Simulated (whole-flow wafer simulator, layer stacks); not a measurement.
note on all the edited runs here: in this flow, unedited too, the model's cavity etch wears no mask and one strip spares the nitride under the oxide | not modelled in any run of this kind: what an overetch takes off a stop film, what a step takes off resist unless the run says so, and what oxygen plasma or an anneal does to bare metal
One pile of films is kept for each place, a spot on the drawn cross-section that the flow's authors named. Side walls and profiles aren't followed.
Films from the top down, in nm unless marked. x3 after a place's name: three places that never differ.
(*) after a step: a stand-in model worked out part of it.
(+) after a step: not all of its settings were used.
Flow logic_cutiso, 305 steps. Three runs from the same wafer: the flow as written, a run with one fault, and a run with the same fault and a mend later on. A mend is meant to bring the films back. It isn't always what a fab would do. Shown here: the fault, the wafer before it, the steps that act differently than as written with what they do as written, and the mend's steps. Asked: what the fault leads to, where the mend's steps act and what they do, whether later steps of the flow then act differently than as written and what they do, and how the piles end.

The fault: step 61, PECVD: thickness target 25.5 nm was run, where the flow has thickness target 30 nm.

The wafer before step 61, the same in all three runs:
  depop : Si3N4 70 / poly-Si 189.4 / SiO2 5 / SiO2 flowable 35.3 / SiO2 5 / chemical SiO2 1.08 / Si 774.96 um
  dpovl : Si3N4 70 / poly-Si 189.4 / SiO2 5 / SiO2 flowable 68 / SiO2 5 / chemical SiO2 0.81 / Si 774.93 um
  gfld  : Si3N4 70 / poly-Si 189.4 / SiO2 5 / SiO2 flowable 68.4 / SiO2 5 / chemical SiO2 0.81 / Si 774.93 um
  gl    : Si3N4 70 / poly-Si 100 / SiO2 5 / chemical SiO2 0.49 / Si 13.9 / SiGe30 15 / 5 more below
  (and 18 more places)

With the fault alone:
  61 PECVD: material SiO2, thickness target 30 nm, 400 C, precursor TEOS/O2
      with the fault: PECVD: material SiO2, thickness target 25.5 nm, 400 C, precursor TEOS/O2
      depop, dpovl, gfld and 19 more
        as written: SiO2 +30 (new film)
        with the fault: SiO2 +25.5 (new film)
  Later steps of the flow that act differently than as written (41 more steps differ only slightly, by at most 2% or 0.5 nm, whichever is larger, and aren't shown):
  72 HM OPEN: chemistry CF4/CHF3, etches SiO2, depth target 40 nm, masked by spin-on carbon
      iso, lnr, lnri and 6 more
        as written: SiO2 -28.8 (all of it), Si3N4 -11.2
        with the fault: SiO2 -24.3 (all of it), Si3N4 -15.7
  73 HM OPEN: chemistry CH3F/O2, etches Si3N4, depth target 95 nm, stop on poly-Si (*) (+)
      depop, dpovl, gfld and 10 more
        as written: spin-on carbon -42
        with the fault: spin-on carbon -38.8
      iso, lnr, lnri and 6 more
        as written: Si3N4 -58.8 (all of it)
        with the fault: Si3N4 -54.3 (all of it)
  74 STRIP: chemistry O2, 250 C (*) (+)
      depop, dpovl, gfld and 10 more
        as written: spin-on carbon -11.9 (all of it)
        with the fault: spin-on carbon -15.2 (all of it)
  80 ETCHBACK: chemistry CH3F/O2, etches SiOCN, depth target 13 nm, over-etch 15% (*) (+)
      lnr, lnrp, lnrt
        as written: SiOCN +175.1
        with the fault: SiOCN +170.6
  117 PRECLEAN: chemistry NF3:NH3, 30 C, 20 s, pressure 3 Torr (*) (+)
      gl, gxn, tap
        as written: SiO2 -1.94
        with the fault: SiO2 -1.66 (all of it)
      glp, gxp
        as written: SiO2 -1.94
        with the fault: SiO2 -1.7 (all of it)
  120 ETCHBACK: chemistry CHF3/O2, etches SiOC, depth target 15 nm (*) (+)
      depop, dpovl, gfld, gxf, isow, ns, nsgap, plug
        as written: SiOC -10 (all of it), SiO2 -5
        with the fault: SiOC -10 (all of it), SiO2 -5.14 (all of it)
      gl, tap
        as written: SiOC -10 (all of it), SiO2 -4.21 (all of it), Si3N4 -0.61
        with the fault: SiOC -10 (all of it), Si3N4 -3.85
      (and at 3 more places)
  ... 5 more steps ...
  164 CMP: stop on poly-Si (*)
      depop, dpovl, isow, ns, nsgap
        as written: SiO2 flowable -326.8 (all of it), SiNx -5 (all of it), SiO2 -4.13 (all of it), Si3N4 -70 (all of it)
        with the fault: SiO2 flowable -326.8 (all of it), SiNx -5 (all of it), Si3N4 -70 (all of it)
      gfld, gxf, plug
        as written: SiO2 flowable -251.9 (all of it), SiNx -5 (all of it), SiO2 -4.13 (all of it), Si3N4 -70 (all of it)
        with the fault: SiO2 flowable -253.5 (all of it), SiNx -5 (all of it), Si3N4 -70 (all of it)
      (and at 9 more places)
  At the end the piles differ from the flow's only slightly at the places that both follow, by at most 2% or 0.5 nm, whichever is larger.

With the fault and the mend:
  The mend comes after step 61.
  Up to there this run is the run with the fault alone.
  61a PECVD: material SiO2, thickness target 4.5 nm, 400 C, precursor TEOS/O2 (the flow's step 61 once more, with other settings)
      depop, dpovl, gfld and 19 more
        SiO2 +4.5
  No later step of the flow acts differently than as written at any place that is followed.
  At the end the piles are the same as the flow's at every place that both follow.
